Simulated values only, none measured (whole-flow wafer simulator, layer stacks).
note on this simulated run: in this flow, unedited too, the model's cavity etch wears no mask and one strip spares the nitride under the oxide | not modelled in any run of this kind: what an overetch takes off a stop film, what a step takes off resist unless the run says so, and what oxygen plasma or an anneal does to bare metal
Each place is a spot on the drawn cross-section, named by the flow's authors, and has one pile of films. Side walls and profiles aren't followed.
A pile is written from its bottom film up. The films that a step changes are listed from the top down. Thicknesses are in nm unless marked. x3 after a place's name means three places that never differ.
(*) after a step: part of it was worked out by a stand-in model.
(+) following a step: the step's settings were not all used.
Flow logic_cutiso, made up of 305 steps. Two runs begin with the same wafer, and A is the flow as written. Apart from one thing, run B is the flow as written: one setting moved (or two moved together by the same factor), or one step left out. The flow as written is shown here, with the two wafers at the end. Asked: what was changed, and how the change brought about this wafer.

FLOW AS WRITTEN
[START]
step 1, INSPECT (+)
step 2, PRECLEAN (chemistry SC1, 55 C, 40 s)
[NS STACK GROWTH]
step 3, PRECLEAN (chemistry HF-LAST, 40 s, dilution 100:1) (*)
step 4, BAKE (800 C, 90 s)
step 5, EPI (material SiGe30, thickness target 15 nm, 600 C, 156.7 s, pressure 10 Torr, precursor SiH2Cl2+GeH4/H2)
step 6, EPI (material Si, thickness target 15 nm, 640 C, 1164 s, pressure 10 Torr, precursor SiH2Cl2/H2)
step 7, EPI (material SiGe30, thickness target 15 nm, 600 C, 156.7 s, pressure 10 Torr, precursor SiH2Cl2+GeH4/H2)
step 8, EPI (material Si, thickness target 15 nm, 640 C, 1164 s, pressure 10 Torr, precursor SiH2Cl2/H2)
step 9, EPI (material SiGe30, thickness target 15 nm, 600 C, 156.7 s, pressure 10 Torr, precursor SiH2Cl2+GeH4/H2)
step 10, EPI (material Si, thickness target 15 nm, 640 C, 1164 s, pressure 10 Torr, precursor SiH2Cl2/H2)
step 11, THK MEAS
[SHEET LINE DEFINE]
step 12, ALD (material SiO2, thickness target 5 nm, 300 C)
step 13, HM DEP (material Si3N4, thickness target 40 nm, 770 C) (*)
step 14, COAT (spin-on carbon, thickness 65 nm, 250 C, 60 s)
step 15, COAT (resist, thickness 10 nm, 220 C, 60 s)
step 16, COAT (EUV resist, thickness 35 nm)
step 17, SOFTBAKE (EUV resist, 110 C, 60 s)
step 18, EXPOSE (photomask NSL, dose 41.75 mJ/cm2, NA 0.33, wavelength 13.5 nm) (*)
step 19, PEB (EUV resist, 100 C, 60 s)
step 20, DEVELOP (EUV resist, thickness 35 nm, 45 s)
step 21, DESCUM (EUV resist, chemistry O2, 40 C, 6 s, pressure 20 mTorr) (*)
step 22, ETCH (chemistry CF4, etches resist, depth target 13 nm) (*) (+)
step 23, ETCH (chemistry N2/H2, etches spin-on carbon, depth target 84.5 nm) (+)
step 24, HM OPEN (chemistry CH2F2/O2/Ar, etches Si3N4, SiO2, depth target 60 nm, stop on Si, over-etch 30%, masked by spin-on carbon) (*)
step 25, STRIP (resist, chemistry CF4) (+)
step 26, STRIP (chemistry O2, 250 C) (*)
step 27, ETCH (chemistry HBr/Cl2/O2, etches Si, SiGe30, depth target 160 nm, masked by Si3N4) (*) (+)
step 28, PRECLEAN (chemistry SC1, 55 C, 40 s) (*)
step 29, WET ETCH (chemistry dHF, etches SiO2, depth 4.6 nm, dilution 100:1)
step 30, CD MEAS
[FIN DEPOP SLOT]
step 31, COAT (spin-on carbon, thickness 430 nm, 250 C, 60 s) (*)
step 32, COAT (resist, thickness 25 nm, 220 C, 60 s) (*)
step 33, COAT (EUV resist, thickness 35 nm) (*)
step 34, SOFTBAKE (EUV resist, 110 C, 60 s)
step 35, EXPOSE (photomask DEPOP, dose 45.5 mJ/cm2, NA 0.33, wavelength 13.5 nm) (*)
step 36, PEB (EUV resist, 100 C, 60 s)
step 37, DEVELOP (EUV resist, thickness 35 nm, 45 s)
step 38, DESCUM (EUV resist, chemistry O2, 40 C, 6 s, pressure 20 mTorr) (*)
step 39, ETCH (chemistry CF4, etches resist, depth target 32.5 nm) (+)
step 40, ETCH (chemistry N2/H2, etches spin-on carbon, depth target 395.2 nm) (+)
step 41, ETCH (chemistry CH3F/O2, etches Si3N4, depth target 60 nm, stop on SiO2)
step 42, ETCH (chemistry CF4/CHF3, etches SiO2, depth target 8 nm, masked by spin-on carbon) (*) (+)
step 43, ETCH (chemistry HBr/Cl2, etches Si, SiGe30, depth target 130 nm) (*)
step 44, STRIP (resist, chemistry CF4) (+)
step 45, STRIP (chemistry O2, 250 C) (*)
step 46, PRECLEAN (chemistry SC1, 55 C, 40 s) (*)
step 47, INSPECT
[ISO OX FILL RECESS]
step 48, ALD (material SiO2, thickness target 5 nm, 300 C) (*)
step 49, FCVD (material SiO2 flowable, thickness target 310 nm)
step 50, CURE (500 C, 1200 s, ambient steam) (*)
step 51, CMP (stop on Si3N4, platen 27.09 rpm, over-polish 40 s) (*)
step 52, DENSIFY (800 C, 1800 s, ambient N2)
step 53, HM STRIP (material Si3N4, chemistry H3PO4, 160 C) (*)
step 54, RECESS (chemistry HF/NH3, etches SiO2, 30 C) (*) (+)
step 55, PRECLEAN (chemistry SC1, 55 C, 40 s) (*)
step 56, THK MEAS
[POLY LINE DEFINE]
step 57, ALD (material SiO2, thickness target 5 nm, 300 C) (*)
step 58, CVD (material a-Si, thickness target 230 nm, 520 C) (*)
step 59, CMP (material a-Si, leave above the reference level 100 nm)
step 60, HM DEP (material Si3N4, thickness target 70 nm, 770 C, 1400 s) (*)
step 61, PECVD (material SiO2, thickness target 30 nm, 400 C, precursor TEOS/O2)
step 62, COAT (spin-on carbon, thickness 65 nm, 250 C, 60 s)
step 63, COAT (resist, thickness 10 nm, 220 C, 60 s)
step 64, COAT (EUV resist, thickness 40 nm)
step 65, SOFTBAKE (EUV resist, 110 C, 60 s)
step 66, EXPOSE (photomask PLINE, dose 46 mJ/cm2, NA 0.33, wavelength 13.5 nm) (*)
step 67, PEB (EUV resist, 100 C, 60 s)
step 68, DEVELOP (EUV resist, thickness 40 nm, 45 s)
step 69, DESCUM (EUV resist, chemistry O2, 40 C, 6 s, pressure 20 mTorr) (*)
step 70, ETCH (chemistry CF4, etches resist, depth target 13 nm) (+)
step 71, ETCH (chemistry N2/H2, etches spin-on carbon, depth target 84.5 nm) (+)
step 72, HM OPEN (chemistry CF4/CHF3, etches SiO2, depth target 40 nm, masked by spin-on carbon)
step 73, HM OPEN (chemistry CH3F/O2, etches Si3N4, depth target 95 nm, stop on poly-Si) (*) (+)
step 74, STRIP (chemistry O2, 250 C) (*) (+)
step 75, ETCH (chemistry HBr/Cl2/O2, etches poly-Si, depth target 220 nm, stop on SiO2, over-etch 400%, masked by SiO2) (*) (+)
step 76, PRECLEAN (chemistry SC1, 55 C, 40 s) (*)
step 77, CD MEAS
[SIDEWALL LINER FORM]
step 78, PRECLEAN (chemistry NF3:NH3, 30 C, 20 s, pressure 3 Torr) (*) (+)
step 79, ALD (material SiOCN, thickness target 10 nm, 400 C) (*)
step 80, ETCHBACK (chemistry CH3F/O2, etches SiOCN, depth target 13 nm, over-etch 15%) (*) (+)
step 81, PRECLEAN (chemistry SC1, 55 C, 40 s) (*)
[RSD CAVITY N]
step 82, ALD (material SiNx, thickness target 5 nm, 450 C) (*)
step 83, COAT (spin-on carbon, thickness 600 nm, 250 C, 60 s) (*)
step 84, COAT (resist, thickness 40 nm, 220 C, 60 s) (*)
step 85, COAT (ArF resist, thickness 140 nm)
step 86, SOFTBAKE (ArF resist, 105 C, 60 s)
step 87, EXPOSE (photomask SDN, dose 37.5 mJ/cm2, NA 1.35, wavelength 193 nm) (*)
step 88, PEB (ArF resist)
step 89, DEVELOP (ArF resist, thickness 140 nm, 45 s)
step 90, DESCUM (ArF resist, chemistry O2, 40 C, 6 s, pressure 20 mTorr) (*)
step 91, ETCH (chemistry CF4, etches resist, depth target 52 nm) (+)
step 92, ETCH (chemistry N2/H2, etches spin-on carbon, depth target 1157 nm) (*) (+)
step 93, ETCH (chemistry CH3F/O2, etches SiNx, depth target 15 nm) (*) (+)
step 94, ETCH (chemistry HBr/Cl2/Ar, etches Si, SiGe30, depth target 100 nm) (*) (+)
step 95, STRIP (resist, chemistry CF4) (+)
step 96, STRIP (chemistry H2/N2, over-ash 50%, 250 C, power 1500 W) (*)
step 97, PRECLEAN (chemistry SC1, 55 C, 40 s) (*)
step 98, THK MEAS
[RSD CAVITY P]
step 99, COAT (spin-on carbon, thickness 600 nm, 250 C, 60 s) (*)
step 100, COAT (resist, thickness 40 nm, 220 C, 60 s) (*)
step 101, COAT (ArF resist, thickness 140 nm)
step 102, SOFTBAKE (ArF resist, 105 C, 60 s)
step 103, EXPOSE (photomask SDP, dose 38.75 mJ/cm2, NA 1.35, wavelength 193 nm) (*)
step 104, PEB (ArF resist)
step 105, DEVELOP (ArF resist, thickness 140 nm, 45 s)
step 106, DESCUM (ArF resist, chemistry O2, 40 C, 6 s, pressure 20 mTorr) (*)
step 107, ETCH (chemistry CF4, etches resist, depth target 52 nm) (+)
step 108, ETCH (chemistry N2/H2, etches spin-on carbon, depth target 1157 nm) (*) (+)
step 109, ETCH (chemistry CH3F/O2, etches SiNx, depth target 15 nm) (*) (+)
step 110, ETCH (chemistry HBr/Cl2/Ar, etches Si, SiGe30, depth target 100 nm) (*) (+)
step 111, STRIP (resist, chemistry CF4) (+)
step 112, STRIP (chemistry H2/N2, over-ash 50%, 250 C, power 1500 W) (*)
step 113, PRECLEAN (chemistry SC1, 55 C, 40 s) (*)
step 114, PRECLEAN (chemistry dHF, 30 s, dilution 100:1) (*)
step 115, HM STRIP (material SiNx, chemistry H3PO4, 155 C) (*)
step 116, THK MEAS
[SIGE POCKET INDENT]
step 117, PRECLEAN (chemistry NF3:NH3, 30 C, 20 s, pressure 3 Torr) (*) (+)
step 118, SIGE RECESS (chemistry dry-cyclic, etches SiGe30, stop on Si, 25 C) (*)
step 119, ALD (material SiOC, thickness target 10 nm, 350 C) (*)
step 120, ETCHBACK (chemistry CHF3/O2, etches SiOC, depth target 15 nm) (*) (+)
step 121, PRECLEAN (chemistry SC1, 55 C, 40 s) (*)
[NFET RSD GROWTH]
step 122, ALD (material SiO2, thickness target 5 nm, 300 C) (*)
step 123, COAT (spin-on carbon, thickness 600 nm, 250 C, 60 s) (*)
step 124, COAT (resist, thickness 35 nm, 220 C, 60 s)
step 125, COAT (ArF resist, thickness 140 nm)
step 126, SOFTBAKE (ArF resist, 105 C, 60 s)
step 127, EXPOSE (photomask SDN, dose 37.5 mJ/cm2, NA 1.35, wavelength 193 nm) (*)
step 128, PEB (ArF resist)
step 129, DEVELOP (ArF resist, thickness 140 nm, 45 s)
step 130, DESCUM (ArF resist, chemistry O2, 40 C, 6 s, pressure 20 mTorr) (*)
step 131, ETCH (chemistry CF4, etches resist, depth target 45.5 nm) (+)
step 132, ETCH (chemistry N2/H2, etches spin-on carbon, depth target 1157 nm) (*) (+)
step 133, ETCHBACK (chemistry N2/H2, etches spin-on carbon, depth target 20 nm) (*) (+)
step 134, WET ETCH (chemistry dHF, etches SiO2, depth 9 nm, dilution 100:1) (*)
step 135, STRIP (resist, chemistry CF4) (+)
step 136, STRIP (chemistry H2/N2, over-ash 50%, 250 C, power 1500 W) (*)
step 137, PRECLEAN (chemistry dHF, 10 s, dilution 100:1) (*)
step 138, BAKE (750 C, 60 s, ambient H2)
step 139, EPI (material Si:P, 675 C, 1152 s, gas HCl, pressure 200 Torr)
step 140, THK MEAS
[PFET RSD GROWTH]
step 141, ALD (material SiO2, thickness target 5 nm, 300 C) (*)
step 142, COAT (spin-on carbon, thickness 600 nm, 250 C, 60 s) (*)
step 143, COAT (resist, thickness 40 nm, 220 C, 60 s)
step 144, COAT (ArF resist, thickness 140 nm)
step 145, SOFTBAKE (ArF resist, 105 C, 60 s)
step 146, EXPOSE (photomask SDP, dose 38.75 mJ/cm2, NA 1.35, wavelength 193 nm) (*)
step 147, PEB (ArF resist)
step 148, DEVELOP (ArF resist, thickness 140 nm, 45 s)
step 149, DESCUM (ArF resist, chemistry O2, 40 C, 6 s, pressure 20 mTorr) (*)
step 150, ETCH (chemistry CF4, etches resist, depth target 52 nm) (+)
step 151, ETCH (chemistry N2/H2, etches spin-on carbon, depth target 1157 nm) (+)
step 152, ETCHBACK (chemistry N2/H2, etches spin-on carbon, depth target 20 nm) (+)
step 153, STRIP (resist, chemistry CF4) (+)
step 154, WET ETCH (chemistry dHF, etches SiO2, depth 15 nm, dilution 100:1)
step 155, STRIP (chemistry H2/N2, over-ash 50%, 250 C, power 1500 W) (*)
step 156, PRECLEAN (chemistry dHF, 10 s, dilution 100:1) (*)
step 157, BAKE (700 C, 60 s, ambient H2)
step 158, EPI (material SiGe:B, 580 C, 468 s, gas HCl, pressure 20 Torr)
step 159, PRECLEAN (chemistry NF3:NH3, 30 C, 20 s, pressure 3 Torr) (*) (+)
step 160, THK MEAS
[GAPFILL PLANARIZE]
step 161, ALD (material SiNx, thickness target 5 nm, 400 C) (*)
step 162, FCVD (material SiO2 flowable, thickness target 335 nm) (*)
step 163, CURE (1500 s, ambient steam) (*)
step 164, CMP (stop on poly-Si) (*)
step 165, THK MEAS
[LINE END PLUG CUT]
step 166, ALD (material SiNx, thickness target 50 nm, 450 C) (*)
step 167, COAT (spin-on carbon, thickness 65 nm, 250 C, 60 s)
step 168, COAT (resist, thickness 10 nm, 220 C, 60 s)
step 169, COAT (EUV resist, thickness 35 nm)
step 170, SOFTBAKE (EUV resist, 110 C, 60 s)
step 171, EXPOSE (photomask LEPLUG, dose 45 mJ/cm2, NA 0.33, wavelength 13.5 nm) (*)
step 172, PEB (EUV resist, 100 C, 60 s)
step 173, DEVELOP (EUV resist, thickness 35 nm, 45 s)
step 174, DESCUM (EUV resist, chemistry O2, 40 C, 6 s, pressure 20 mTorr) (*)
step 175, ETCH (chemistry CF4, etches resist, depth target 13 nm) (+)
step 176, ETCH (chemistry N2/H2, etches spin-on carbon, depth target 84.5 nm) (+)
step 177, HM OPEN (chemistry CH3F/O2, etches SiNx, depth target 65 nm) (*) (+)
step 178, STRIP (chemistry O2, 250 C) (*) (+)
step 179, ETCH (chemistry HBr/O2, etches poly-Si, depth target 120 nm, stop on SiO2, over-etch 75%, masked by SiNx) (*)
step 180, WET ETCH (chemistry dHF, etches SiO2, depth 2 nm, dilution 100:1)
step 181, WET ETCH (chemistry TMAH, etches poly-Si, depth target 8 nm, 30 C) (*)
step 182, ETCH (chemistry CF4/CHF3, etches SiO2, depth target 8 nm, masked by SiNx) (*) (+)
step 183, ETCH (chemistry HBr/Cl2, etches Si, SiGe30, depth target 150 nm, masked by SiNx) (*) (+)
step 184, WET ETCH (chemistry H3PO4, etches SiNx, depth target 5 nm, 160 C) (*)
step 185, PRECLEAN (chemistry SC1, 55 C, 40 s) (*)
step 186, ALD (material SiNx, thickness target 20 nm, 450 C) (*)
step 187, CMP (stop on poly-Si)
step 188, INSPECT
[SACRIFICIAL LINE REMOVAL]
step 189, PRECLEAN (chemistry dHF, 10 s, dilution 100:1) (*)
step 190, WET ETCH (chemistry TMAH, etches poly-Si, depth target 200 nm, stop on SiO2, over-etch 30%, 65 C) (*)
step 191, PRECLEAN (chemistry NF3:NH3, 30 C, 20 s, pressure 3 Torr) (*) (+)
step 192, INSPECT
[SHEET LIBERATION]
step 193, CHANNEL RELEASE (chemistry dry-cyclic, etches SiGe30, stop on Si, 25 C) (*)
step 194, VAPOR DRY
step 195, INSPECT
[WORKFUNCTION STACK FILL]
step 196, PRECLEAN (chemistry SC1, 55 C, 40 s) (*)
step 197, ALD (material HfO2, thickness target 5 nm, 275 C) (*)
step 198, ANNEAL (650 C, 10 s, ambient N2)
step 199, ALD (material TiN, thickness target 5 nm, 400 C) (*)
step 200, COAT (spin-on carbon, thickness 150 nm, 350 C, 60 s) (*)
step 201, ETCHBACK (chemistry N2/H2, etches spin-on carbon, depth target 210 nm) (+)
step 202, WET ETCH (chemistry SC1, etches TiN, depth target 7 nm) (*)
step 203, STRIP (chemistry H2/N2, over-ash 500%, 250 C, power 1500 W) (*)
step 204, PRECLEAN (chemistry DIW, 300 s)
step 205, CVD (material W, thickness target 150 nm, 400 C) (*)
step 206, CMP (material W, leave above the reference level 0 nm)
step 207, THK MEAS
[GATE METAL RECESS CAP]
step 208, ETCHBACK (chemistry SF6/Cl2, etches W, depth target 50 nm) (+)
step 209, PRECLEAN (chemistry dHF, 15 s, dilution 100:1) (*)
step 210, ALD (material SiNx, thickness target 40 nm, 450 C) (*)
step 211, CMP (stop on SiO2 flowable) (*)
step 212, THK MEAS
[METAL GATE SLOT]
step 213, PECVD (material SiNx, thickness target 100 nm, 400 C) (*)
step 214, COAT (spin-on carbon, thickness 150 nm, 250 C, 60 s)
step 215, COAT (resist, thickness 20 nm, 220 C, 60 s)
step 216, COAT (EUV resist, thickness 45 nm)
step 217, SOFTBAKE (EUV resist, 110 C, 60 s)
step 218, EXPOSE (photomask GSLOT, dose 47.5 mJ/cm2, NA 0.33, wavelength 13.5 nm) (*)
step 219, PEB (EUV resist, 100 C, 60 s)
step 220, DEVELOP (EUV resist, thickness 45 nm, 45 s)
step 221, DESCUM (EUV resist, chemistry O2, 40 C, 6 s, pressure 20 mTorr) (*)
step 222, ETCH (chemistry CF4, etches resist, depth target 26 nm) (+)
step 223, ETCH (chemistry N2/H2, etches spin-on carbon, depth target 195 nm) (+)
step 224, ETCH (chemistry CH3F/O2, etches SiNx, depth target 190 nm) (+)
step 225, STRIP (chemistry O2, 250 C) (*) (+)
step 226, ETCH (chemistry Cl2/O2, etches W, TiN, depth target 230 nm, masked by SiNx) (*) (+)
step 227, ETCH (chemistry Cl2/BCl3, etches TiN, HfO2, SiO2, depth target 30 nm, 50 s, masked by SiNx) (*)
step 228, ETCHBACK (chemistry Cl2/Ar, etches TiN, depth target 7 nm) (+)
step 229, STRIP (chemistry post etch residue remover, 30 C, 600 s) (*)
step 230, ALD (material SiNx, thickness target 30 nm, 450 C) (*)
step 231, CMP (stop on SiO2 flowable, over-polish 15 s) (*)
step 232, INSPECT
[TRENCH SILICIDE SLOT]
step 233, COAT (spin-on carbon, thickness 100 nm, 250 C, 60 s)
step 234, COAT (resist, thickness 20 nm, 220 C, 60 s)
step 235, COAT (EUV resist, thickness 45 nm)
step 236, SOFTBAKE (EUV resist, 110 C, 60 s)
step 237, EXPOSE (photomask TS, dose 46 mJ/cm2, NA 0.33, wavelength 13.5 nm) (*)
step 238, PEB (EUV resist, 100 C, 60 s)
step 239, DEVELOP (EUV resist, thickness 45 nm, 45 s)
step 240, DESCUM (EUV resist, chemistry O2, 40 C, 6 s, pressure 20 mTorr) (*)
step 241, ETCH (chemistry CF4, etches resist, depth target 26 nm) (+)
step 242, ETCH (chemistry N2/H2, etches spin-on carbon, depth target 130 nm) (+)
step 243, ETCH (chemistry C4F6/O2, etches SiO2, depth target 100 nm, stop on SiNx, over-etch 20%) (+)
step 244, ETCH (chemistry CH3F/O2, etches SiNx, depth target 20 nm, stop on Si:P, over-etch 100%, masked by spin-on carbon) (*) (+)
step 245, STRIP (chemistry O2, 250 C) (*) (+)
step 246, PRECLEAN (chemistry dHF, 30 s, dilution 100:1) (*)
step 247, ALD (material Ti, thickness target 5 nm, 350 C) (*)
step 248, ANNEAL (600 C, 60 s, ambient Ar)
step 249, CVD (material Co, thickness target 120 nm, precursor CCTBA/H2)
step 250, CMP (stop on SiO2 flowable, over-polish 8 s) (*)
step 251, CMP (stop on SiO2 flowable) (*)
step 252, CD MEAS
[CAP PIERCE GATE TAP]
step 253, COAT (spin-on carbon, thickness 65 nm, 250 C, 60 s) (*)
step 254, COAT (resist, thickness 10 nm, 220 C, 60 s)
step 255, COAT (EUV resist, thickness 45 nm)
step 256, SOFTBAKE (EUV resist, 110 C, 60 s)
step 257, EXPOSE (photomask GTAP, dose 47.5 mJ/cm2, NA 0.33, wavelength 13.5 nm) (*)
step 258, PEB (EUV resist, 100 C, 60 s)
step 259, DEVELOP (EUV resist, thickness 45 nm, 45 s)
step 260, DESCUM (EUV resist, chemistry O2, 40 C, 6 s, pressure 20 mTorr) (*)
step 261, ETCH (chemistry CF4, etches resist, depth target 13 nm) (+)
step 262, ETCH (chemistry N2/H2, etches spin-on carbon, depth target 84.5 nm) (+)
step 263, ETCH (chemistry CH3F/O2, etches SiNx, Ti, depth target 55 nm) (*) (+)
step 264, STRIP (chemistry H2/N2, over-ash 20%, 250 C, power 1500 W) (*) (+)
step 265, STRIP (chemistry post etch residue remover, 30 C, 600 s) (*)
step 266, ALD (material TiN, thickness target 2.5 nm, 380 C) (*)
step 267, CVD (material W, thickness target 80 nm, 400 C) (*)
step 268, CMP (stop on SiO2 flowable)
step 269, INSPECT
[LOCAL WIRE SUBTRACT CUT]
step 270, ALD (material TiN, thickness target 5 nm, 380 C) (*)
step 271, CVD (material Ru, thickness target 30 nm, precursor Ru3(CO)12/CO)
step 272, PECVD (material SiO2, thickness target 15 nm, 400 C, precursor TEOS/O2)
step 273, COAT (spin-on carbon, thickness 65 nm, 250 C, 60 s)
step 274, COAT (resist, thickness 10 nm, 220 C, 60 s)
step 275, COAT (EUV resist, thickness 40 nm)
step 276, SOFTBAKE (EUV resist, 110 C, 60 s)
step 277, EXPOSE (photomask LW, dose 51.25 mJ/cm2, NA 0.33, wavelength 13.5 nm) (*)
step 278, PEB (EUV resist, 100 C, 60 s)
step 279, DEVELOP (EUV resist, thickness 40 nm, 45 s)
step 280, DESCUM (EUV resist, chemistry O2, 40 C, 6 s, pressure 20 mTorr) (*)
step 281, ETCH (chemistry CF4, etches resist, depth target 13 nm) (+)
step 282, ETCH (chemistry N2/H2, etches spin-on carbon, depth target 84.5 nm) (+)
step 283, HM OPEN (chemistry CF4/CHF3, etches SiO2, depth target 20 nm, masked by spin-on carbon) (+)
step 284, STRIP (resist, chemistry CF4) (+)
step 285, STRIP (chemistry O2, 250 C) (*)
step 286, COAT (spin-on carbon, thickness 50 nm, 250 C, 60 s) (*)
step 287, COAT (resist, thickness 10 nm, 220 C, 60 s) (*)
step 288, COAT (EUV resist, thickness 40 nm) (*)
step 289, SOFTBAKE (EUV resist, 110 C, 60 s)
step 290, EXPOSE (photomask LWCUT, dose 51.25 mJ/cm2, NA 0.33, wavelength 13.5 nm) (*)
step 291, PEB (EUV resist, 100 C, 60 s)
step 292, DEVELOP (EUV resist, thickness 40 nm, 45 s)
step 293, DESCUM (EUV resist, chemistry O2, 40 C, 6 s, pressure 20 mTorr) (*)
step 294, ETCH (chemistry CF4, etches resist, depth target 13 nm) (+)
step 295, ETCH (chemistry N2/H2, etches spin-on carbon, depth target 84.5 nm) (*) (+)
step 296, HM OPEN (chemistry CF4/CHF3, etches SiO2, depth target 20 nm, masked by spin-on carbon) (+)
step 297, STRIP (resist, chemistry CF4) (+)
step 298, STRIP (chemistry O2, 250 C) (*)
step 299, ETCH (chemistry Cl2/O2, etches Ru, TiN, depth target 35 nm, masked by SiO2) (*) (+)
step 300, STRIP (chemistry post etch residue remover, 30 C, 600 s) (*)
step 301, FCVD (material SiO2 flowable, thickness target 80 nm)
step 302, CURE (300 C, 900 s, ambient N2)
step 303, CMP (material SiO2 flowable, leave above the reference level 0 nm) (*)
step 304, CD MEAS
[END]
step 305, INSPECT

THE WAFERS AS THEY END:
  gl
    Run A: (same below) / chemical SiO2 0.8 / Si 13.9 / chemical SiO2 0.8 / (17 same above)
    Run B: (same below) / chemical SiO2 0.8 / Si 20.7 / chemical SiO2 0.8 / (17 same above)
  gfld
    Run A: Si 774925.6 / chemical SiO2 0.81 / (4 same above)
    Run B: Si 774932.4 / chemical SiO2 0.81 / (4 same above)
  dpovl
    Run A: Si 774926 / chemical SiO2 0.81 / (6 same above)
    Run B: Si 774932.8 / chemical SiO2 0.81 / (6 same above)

What caused this: step 6, EPI: thickness target 21.8 nm was run, though the flow has thickness target 15 nm; step 6, EPI: 1688 s was run, where the flow has 1164 s.

The path from the change to this, step by step:
  step 6, EPI (material Si, thickness target 15 nm, 640 C, 1164 s, pressure 10 Torr, precursor SiH2Cl2/H2)
      depop, dpovl, gfld and 19 more: A +15 Si (new film) | B +21.8 Si (new film)
  step 27, ETCH (chemistry HBr/Cl2/O2, etches Si, SiGe30, depth target 160 nm, masked by Si3N4) (*) (+)
      gfld, gxf, iso, lnri: A -0.79 chemical SiO2 (all of it), -11.4 Si (all of it), -15 SiGe30 (all of it), -15 Si (all of it), -15 SiGe30 (all of it), -15 Si (all of it), -15 SiGe30 (all of it), -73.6 Si | B -0.79 chemical SiO2 (all of it), -11.4 Si (all of it), -15 SiGe30 (all of it), -15 Si (all of it), -15 SiGe30 (all of it), -21.8 Si (all of it), -15 SiGe30 (all of it), -66.9 Si
      dpovl, nsgap: A -0.79 chemical SiO2 (all of it), -11.8 Si (all of it), -15 SiGe30 (all of it), -15 Si (all of it), -15 SiGe30 (all of it), -15 Si (all of it), -15 SiGe30 (all of it), -73.2 Si | B -0.79 chemical SiO2 (all of it), -11.8 Si (all of it), -15 SiGe30 (all of it), -15 Si (all of it), -15 SiGe30 (all of it), -21.8 Si (all of it), -15 SiGe30 (all of it), -66.5 Si
      (as well as at 1 more place)
  step 43, ETCH (chemistry HBr/Cl2, etches Si, SiGe30, depth target 130 nm) (*)
      depop: A -14 Si (all of it), -15 SiGe30 (all of it), -15 Si (all of it), -15 SiGe30 (all of it), -15 Si (all of it), -15 SiGe30 (all of it), -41 Si | B -14 Si (all of it), -15 SiGe30 (all of it), -15 Si (all of it), -15 SiGe30 (all of it), -21.8 Si (all of it), -15 SiGe30 (all of it), -34.2 Si
  step 94, ETCH (chemistry HBr/Cl2/Ar, etches Si, SiGe30, depth target 100 nm) (*) (+)
      rsdn, rsdx: A -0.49 chemical SiO2 (all of it), -12.8 Si (all of it), -15 SiGe30 (all of it), -15 Si (all of it), -15 SiGe30 (all of it), -15 Si (all of it), -15 SiGe30 (all of it), -12.2 Si | B -0.49 chemical SiO2 (all of it), -12.8 Si (all of it), -15 SiGe30 (all of it), -15 Si (all of it), -15 SiGe30 (all of it), -21.8 Si (all of it), -15 SiGe30 (all of it), -5.41 Si
  step 110, ETCH (chemistry HBr/Cl2/Ar, etches Si, SiGe30, depth target 100 nm) (*) (+)
      rsdp, rsdw: A -0.49 chemical SiO2 (all of it), -12.8 Si (all of it), -15 SiGe30 (all of it), -15 Si (all of it), -15 SiGe30 (all of it), -15 Si (all of it), -15 SiGe30 (all of it), -12.2 Si | B -0.49 chemical SiO2 (all of it), -12.8 Si (all of it), -15 SiGe30 (all of it), -15 Si (all of it), -15 SiGe30 (all of it), -21.8 Si (all of it), -15 SiGe30 (all of it), -5.41 Si
  step 183, ETCH (chemistry HBr/Cl2, etches Si, SiGe30, depth target 150 nm, masked by SiNx) (*) (+)
      plug: A -13.6 Si (all of it), -15 SiGe30 (all of it), -15 Si (all of it), -15 SiGe30 (all of it), -15 Si (all of it), -15 SiGe30 (all of it), -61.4 Si | B -13.6 Si (all of it), -15 SiGe30 (all of it), -15 Si (all of it), -15 SiGe30 (all of it), -21.8 Si (all of it), -15 SiGe30 (all of it), -54.7 Si
